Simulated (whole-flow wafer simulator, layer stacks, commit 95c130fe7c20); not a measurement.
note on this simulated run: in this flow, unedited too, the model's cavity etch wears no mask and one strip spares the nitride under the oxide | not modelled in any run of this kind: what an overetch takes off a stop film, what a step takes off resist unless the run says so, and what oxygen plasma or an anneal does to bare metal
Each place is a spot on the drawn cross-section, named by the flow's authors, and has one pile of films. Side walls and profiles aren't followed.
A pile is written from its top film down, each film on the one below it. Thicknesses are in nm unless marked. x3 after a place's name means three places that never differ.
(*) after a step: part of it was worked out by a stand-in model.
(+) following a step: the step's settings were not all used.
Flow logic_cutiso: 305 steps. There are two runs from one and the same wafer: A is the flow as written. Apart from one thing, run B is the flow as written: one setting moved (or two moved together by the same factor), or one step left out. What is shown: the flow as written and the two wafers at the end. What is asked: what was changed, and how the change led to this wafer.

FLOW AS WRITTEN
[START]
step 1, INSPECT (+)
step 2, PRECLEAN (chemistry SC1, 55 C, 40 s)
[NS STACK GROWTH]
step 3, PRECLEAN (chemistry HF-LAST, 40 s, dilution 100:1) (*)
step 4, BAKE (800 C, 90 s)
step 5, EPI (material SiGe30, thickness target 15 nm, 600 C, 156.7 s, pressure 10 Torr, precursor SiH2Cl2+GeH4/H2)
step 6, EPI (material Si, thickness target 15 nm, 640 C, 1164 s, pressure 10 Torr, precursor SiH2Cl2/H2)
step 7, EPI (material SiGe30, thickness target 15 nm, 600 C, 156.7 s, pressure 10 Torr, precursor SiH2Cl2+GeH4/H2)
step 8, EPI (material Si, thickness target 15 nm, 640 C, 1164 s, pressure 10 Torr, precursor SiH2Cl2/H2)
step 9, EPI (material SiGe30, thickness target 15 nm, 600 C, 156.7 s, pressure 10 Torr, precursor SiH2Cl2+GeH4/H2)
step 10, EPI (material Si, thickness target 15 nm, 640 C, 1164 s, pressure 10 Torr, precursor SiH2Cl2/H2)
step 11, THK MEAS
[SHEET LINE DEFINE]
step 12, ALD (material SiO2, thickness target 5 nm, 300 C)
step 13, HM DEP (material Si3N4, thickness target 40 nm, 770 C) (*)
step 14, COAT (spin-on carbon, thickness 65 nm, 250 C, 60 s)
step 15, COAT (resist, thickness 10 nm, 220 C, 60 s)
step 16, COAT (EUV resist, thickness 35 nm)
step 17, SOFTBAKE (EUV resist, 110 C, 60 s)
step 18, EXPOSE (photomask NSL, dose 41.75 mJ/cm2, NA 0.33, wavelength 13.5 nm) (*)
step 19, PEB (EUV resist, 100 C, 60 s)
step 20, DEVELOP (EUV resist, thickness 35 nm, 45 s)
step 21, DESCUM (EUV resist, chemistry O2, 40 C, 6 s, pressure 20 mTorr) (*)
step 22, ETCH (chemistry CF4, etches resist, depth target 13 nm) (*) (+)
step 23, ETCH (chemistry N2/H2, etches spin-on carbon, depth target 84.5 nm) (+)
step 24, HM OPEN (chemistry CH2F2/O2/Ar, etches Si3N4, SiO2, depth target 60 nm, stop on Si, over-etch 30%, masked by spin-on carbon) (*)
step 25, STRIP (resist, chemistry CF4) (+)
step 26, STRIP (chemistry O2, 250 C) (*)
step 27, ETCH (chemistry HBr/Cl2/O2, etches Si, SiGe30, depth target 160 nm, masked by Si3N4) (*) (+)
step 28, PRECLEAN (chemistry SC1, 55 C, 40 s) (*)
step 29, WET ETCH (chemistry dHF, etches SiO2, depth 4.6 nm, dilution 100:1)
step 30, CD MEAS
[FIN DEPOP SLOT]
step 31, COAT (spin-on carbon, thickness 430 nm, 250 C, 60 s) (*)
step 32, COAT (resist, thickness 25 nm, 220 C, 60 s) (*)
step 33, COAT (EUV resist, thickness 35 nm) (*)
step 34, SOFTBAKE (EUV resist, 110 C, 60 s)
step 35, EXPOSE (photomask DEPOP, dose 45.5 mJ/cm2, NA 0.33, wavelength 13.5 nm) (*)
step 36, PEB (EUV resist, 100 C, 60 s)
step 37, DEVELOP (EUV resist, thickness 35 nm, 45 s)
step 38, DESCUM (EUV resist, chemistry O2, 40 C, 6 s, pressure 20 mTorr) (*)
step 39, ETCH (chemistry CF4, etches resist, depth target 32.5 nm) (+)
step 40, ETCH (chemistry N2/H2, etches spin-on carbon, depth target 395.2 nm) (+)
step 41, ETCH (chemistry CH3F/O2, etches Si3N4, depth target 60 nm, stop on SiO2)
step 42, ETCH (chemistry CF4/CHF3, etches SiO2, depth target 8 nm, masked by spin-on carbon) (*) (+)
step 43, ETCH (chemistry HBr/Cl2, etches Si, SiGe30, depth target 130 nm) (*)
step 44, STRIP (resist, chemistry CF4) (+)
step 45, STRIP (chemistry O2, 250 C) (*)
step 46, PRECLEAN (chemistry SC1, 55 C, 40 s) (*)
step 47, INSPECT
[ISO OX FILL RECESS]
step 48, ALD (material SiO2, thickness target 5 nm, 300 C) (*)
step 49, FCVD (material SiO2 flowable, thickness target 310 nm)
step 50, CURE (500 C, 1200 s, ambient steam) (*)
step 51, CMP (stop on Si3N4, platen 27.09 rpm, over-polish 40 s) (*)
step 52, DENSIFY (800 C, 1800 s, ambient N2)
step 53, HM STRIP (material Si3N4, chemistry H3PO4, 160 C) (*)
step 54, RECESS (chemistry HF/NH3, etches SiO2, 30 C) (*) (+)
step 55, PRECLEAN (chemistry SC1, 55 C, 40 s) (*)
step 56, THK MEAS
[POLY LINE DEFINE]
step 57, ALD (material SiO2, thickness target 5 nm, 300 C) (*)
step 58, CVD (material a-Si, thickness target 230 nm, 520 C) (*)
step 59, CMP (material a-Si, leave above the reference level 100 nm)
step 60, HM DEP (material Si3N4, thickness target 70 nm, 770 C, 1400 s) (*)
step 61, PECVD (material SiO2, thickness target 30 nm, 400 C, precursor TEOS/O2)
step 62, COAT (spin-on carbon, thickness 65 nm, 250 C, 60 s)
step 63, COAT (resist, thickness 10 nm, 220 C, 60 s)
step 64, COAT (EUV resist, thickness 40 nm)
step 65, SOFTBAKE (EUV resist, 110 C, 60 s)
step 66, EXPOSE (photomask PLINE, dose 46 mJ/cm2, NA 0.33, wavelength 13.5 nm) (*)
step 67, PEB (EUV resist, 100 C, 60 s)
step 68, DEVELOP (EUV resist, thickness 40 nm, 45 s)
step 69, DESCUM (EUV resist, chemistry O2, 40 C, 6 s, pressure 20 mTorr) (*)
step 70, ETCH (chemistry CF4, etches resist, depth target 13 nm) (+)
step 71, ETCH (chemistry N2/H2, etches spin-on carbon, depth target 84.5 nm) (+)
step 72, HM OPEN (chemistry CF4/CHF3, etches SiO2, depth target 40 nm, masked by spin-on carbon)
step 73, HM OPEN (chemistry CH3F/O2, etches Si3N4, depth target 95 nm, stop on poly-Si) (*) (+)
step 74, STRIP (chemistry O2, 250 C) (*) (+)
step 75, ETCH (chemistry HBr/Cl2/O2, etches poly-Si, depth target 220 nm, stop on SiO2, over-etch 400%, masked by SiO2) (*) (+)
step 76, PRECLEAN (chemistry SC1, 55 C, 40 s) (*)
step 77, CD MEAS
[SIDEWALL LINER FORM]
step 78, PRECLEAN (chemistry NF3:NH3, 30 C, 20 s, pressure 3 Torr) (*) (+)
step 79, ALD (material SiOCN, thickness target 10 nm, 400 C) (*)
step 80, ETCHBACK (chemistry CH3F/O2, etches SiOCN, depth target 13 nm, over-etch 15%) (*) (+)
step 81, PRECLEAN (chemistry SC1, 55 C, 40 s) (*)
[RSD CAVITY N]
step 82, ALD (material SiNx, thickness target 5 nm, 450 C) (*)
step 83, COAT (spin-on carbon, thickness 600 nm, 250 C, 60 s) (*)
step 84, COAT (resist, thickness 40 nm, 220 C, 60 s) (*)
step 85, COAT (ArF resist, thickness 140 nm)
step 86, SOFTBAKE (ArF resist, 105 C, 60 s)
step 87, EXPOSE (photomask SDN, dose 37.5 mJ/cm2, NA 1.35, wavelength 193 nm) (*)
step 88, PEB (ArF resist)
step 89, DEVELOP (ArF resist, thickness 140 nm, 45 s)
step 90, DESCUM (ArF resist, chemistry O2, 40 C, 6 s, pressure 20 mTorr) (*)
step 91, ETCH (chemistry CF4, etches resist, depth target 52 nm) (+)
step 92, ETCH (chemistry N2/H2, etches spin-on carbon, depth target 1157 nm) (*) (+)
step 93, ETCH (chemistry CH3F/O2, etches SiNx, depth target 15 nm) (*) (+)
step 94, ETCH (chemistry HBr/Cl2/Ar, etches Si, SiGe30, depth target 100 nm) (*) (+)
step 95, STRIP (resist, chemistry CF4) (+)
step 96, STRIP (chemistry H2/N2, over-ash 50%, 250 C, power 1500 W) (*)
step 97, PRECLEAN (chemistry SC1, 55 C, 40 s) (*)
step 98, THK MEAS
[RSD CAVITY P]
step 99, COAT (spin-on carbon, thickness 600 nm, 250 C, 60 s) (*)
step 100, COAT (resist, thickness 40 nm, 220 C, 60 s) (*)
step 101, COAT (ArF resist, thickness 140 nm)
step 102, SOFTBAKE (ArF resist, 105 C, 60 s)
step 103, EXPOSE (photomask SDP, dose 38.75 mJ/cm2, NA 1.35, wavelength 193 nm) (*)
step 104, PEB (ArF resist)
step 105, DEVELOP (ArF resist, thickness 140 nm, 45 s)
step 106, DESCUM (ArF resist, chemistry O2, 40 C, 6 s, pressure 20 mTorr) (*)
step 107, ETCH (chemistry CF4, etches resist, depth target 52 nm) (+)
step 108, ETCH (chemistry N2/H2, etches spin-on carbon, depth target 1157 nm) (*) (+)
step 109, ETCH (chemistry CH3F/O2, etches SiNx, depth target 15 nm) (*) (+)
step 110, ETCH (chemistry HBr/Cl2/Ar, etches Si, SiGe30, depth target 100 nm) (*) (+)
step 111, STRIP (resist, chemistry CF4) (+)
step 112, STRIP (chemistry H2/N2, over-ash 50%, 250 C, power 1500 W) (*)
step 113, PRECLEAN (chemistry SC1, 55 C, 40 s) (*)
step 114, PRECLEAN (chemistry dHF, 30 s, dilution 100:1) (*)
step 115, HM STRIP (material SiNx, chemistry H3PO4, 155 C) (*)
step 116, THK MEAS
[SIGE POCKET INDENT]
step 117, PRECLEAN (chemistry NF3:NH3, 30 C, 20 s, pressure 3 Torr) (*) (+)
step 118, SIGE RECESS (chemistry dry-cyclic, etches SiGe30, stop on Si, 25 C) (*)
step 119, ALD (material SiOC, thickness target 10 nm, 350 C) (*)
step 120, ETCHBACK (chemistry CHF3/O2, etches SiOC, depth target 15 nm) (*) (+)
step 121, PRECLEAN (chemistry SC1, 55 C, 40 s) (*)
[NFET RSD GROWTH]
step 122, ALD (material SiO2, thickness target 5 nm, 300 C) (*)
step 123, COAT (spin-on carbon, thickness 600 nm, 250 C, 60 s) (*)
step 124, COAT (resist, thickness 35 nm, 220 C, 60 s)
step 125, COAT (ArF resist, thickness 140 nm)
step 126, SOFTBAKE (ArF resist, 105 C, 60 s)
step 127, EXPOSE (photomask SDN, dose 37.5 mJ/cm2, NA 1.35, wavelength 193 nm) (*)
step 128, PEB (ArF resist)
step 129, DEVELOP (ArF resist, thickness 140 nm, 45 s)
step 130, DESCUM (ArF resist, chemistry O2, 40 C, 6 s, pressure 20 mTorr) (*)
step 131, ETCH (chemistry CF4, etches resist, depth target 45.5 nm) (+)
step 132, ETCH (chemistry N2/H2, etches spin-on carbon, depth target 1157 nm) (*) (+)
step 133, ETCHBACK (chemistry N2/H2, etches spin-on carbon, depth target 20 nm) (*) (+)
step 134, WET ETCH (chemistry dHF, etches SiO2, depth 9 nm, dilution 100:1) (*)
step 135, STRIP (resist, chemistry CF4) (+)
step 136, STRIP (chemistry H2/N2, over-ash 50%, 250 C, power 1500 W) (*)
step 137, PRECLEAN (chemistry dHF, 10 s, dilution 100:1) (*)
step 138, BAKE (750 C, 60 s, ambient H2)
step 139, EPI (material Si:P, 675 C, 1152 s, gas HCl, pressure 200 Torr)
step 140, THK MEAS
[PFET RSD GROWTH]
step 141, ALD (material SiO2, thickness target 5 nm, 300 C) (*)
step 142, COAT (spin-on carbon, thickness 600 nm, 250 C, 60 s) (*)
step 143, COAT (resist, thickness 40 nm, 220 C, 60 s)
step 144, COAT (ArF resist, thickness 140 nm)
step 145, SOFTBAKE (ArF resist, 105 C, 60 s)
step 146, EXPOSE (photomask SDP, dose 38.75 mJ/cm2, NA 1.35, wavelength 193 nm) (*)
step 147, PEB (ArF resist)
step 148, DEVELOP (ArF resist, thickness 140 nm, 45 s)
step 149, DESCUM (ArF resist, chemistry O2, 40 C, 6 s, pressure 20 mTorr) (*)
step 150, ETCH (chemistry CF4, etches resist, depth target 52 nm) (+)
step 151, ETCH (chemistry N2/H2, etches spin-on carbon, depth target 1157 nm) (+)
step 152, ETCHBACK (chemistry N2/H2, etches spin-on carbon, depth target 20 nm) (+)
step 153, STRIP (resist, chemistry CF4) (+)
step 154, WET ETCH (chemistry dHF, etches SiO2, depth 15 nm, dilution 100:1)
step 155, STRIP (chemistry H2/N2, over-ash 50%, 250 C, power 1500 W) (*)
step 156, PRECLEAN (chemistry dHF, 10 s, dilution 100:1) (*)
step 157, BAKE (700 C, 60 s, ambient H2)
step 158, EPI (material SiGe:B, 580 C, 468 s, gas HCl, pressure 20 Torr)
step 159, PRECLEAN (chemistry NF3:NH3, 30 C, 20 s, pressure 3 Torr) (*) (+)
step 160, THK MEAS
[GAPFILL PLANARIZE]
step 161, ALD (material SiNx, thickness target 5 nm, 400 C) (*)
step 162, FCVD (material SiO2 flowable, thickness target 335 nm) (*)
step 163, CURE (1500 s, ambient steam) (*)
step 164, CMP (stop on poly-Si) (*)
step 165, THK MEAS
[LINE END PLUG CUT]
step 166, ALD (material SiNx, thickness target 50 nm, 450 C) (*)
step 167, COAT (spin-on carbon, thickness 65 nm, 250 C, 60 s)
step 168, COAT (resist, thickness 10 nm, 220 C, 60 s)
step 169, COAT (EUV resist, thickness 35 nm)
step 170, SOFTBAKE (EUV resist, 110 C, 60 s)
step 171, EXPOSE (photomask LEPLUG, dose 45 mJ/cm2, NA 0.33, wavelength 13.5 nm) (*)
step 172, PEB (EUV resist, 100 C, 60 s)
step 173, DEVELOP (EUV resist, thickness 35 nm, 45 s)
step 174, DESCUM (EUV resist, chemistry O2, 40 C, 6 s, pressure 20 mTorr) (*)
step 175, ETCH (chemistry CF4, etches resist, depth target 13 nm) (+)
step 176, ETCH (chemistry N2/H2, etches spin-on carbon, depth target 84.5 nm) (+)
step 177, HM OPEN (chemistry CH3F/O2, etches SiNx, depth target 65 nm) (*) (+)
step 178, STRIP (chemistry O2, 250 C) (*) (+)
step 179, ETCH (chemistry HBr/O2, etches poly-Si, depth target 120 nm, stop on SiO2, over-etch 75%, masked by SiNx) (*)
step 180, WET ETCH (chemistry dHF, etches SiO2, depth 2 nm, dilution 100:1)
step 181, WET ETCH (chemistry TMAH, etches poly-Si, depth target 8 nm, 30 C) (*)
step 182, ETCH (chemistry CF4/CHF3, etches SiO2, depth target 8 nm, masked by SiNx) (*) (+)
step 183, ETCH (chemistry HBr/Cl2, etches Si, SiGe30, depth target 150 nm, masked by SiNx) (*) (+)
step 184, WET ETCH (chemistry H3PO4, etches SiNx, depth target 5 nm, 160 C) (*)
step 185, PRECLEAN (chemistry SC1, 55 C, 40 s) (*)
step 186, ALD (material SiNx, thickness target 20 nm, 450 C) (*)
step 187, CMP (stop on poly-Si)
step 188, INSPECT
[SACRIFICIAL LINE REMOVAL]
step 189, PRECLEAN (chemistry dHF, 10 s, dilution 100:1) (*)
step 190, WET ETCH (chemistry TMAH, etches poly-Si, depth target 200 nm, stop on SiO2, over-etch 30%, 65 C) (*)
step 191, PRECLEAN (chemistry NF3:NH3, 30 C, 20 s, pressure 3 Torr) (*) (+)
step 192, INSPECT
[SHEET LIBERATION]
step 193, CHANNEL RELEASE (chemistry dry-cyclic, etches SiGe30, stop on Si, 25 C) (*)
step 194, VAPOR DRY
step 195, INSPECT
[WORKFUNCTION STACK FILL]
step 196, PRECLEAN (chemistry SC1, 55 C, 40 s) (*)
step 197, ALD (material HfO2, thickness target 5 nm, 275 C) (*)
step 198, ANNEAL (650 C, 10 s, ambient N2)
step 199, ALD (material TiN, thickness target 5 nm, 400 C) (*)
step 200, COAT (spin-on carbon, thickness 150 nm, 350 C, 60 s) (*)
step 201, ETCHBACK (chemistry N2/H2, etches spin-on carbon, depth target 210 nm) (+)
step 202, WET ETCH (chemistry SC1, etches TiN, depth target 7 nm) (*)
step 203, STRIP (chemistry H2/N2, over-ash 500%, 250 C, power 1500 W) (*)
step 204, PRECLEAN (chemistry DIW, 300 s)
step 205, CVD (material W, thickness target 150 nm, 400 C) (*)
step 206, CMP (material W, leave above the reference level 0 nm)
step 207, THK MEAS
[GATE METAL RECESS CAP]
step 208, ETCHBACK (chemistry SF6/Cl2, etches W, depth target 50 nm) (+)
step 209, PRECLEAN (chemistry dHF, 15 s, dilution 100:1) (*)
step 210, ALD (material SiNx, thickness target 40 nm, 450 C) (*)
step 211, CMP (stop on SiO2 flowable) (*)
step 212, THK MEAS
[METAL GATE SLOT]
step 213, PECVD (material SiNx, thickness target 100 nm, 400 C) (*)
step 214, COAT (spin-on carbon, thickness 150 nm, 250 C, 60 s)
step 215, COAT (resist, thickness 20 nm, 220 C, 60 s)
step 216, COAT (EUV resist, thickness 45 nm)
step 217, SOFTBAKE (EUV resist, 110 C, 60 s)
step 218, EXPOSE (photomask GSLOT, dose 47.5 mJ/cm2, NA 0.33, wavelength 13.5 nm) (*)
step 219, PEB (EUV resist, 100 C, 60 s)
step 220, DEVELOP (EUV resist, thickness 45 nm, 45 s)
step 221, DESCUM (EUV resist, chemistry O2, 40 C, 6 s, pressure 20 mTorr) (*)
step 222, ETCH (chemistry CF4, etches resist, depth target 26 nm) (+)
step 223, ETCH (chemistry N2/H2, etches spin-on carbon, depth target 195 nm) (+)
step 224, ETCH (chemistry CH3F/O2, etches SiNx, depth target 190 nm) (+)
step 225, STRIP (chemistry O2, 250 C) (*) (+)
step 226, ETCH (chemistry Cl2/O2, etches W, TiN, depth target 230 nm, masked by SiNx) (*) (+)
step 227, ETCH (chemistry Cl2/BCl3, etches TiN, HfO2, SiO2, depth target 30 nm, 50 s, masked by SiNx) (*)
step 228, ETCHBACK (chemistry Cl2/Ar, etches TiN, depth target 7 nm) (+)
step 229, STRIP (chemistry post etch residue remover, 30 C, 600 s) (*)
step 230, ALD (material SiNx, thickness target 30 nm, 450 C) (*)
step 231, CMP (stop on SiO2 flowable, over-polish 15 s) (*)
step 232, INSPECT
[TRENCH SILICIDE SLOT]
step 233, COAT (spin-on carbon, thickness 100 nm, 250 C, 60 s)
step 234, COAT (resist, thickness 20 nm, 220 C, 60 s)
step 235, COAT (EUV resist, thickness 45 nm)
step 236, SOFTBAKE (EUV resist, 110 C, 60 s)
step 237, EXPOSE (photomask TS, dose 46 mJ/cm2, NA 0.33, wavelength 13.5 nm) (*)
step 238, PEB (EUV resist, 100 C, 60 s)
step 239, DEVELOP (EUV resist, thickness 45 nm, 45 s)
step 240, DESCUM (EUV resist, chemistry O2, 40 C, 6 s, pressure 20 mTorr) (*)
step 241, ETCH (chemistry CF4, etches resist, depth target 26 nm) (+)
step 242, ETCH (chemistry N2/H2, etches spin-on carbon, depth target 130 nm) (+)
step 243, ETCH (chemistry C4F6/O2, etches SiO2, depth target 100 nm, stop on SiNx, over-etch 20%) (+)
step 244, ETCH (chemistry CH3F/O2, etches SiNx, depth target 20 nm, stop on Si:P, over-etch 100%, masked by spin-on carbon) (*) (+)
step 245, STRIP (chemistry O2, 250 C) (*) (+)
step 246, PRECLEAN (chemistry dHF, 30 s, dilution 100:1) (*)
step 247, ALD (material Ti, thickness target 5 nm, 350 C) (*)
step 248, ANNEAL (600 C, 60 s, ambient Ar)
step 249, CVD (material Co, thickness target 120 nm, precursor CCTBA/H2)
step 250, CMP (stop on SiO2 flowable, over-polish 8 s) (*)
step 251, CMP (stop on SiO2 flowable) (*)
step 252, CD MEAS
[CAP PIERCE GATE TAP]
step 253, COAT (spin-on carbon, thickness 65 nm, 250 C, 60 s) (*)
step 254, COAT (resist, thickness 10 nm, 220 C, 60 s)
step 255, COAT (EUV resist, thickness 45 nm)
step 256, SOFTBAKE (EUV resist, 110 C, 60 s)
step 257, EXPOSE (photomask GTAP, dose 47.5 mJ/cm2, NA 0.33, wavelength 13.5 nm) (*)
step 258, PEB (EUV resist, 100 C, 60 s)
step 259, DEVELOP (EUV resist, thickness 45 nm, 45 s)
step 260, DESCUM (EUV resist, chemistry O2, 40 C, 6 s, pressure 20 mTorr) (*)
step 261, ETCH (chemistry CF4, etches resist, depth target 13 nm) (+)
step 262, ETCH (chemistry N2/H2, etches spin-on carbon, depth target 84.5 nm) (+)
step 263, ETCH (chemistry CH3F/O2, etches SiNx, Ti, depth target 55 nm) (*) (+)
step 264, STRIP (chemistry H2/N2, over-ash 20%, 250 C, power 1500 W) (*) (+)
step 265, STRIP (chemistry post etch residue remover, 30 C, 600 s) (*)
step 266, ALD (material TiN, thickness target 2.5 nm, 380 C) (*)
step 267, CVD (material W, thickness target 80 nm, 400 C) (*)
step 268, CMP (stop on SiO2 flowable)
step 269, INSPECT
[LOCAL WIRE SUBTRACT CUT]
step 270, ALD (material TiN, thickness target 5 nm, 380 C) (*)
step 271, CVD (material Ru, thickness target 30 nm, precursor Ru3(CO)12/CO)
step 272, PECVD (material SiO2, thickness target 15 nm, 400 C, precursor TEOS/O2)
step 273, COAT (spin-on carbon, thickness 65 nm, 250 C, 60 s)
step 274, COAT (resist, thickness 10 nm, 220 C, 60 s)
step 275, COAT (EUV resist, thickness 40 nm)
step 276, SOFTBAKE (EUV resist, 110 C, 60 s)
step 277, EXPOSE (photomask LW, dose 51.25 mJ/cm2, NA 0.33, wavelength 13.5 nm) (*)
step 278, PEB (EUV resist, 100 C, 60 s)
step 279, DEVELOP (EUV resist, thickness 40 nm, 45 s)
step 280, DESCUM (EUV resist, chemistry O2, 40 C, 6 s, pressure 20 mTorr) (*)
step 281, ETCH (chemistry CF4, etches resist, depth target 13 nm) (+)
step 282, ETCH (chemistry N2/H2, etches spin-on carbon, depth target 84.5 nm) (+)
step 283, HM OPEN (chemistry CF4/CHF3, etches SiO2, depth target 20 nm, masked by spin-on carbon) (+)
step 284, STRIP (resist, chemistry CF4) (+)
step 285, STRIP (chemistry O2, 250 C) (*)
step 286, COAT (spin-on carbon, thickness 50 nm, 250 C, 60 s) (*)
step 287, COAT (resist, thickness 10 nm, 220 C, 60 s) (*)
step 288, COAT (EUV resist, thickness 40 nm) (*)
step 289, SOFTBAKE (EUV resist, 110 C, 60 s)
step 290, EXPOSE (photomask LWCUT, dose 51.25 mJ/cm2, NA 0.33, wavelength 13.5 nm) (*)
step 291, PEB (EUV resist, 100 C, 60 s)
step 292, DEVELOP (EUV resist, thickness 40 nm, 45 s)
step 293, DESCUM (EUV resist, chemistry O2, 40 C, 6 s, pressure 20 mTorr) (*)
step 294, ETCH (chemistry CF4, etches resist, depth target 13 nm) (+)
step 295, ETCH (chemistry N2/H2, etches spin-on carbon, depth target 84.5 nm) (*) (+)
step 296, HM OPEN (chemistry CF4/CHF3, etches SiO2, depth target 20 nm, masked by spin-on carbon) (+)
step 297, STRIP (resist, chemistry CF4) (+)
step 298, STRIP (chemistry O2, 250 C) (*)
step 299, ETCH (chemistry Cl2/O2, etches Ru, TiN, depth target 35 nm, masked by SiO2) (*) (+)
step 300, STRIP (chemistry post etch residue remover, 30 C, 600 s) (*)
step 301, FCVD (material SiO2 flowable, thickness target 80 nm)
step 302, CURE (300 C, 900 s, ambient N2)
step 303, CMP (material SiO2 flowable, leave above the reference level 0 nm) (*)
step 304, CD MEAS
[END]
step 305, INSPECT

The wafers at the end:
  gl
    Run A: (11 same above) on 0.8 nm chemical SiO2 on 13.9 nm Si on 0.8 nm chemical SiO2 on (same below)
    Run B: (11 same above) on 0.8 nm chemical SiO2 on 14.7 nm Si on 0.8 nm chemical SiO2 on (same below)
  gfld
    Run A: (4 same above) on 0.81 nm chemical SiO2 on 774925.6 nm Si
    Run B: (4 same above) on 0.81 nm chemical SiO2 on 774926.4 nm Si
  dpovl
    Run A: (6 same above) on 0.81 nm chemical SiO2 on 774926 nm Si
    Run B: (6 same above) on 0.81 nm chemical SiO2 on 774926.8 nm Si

The reason: step 8, EPI: 1223 s was run, though the flow has 1164 s.

How this came from the change, step by step:
  step 8, EPI (material Si, thickness target 15 nm, 640 C, 1164 s, pressure 10 Torr, precursor SiH2Cl2/H2)
      depop, dpovl, gfld and 19 more: A +15 Si (new film) | B +15.8 Si (new film)
  step 27, ETCH (chemistry HBr/Cl2/O2, etches Si, SiGe30, depth target 160 nm, masked by Si3N4) (*) (+)
      gfld, gxf, iso, lnri: A -0.79 chemical SiO2 (all of it), -11.4 Si (all of it), -15 SiGe30 (all of it), -15 Si (all of it), -15 SiGe30 (all of it), -15 Si (all of it), -15 SiGe30 (all of it), -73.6 Si | B -0.79 chemical SiO2 (all of it), -11.4 Si (all of it), -15 SiGe30 (all of it), -15.8 Si (all of it), -15 SiGe30 (all of it), -15 Si (all of it), -15 SiGe30 (all of it), -72.9 Si
      dpovl, nsgap: A -0.79 chemical SiO2 (all of it), -11.8 Si (all of it), -15 SiGe30 (all of it), -15 Si (all of it), -15 SiGe30 (all of it), -15 Si (all of it), -15 SiGe30 (all of it), -73.2 Si | B -0.79 chemical SiO2 (all of it), -11.8 Si (all of it), -15 SiGe30 (all of it), -15.8 Si (all of it), -15 SiGe30 (all of it), -15 Si (all of it), -15 SiGe30 (all of it), -72.5 Si
      (as well as at 1 more place)
  step 43, ETCH (chemistry HBr/Cl2, etches Si, SiGe30, depth target 130 nm) (*)
      depop: A -14 Si (all of it), -15 SiGe30 (all of it), -15 Si (all of it), -15 SiGe30 (all of it), -15 Si (all of it), -15 SiGe30 (all of it), -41 Si | B -14 Si (all of it), -15 SiGe30 (all of it), -15.8 Si (all of it), -15 SiGe30 (all of it), -15 Si (all of it), -15 SiGe30 (all of it), -40.2 Si
  step 94, ETCH (chemistry HBr/Cl2/Ar, etches Si, SiGe30, depth target 100 nm) (*) (+)
      rsdn, rsdx: A -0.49 chemical SiO2 (all of it), -12.8 Si (all of it), -15 SiGe30 (all of it), -15 Si (all of it), -15 SiGe30 (all of it), -15 Si (all of it), -15 SiGe30 (all of it), -12.2 Si | B -0.49 chemical SiO2 (all of it), -12.8 Si (all of it), -15 SiGe30 (all of it), -15.8 Si (all of it), -15 SiGe30 (all of it), -15 Si (all of it), -15 SiGe30 (all of it), -11.4 Si
  step 110, ETCH (chemistry HBr/Cl2/Ar, etches Si, SiGe30, depth target 100 nm) (*) (+)
      rsdp, rsdw: A -0.49 chemical SiO2 (all of it), -12.8 Si (all of it), -15 SiGe30 (all of it), -15 Si (all of it), -15 SiGe30 (all of it), -15 Si (all of it), -15 SiGe30 (all of it), -12.2 Si | B -0.49 chemical SiO2 (all of it), -12.8 Si (all of it), -15 SiGe30 (all of it), -15.8 Si (all of it), -15 SiGe30 (all of it), -15 Si (all of it), -15 SiGe30 (all of it), -11.4 Si
  step 183, ETCH (chemistry HBr/Cl2, etches Si, SiGe30, depth target 150 nm, masked by SiNx) (*) (+)
      plug: A -13.6 Si (all of it), -15 SiGe30 (all of it), -15 Si (all of it), -15 SiGe30 (all of it), -15 Si (all of it), -15 SiGe30 (all of it), -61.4 Si | B -13.6 Si (all of it), -15 SiGe30 (all of it), -15.8 Si (all of it), -15 SiGe30 (all of it), -15 Si (all of it), -15 SiGe30 (all of it), -60.7 Si
